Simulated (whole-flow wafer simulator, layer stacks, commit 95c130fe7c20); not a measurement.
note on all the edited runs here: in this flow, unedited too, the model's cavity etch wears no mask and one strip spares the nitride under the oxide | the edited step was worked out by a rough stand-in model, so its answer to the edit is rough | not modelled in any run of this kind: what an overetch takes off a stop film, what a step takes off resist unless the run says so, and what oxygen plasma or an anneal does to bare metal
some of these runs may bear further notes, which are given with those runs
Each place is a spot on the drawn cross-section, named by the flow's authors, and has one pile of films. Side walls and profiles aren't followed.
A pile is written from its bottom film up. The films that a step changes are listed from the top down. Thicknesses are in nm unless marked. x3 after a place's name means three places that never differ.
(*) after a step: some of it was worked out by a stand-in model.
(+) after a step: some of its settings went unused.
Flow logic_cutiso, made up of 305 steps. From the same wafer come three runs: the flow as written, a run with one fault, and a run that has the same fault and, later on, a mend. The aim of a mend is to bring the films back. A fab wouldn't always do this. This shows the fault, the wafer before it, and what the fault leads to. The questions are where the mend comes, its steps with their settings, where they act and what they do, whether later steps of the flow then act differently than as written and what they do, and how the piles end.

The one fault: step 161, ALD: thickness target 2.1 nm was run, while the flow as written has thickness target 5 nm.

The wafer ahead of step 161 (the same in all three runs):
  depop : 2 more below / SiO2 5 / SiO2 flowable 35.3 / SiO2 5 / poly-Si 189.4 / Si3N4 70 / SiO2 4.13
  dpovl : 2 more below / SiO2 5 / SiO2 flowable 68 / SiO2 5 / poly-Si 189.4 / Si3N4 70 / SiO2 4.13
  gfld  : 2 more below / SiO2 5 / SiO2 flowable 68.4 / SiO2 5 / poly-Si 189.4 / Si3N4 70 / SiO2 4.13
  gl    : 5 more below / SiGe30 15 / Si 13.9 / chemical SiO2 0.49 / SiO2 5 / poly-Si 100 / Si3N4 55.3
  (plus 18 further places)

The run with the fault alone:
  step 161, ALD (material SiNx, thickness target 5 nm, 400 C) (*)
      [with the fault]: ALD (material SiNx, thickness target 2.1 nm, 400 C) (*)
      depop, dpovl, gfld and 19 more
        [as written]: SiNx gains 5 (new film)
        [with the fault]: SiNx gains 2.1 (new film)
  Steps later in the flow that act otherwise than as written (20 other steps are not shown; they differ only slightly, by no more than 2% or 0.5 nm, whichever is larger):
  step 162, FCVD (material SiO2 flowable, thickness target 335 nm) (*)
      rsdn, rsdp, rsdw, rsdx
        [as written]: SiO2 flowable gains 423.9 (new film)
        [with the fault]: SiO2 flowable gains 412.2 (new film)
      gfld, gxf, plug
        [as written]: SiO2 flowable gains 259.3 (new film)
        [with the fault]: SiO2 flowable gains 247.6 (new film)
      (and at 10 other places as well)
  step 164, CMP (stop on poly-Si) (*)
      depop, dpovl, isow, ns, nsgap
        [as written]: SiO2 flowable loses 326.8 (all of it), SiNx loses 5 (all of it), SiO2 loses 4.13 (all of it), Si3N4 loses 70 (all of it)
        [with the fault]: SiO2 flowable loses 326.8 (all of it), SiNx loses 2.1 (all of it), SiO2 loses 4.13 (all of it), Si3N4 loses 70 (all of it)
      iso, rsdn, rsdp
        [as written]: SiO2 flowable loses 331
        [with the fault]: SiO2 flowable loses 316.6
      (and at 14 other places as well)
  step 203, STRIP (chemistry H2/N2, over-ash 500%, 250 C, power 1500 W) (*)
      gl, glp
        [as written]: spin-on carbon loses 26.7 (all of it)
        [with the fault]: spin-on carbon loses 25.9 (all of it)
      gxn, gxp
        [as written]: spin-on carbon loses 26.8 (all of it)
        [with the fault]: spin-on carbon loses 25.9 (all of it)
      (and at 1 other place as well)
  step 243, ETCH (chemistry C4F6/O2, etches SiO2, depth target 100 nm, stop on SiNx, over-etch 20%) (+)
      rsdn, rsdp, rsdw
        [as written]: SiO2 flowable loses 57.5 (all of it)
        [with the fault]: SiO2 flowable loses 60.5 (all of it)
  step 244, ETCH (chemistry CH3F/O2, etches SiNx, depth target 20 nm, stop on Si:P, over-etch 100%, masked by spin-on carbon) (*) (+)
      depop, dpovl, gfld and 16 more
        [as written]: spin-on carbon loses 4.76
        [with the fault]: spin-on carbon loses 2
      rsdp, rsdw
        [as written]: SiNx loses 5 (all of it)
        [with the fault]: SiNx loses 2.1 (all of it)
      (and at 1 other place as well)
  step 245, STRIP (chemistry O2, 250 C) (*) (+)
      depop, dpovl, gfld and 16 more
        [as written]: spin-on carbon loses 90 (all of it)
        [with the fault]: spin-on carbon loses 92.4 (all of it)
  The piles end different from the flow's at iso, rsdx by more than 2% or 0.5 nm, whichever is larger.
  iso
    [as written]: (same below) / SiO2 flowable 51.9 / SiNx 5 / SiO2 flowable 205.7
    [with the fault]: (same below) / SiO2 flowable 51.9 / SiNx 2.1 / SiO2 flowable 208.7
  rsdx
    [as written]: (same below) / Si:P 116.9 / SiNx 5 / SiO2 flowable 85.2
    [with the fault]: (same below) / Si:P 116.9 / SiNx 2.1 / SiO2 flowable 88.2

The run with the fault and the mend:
  After step 161 comes the mend.
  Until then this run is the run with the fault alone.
  step 161a, ALD (material SiNx, thickness target 2.9 nm, 400 C) (*) (the flow's step 161 again, with other settings)
      depop, dpovl, gfld and 19 more
        SiNx gains 2.9
  None of the later steps of the flow differs from how it acts as written, at any place that is followed, by more than 2% or 0.5 nm, whichever is larger.
  At every place that both follow, the piles at the end match the flow's.
